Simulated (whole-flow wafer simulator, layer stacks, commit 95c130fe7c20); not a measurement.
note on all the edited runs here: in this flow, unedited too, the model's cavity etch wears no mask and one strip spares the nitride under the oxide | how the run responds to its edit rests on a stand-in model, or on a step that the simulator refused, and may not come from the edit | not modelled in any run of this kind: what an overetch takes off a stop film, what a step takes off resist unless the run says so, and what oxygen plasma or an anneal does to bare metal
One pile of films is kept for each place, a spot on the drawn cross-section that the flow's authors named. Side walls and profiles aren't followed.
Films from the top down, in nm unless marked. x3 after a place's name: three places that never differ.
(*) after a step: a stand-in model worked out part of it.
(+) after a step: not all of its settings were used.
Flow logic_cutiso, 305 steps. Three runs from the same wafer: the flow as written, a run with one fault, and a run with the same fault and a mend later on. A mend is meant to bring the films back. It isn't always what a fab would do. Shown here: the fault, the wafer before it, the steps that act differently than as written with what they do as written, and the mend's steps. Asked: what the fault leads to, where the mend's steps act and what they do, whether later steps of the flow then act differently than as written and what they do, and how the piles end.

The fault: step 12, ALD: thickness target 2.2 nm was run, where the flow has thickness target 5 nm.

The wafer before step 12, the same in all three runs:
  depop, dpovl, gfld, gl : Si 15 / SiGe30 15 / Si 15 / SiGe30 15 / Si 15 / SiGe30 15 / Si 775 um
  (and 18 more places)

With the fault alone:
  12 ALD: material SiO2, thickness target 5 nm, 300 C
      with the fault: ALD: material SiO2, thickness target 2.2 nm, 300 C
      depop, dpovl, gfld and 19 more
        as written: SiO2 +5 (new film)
        with the fault: SiO2 +2.2 (new film)
  Later steps of the flow that act differently than as written (12 more steps differ only slightly, by at most 2% or 0.5 nm, whichever is larger, and aren't shown):
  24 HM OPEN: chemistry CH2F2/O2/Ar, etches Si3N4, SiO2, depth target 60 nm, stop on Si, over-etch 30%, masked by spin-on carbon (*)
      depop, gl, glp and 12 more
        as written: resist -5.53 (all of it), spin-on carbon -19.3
        with the fault: resist -5.53 (all of it), spin-on carbon -17.9
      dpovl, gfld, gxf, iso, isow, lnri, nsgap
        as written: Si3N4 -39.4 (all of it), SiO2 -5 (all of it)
        with the fault: Si3N4 -39.4 (all of it), SiO2 -2.2 (all of it)
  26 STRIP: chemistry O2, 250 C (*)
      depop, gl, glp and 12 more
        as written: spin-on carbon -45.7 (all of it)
        with the fault: spin-on carbon -47.1 (all of it)
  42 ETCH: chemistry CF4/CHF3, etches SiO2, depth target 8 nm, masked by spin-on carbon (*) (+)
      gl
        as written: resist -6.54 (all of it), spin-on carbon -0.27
        with the fault: resist -3.17
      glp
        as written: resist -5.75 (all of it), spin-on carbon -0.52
        with the fault: resist -3.17
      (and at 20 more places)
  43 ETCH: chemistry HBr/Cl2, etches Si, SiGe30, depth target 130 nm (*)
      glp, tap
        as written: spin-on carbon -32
        with the fault: resist -2.58 (all of it), spin-on carbon -28.4
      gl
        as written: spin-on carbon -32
        with the fault: resist -3.36 (all of it), spin-on carbon -27.3
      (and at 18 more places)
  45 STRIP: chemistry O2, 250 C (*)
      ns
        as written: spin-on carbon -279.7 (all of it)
        with the fault: spin-on carbon -286.3 (all of it)
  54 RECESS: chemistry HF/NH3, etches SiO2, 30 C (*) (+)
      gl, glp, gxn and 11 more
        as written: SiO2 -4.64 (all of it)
        with the fault: SiO2 -1.84 (all of it)
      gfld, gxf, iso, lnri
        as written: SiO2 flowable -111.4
        with the fault: SiO2 flowable -108.7
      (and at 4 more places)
  At the end the piles differ from the flow's only slightly at the places that both follow, by at most 2% or 0.5 nm, whichever is larger.

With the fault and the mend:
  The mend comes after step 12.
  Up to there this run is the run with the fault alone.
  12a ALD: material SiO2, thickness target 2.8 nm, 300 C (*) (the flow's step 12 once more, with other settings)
      depop, dpovl, gfld and 19 more
        SiO2 +2.8
  No later step of the flow acts differently than as written at any place that is followed.
  At the end the piles are the same as the flow's at every place that both follow.
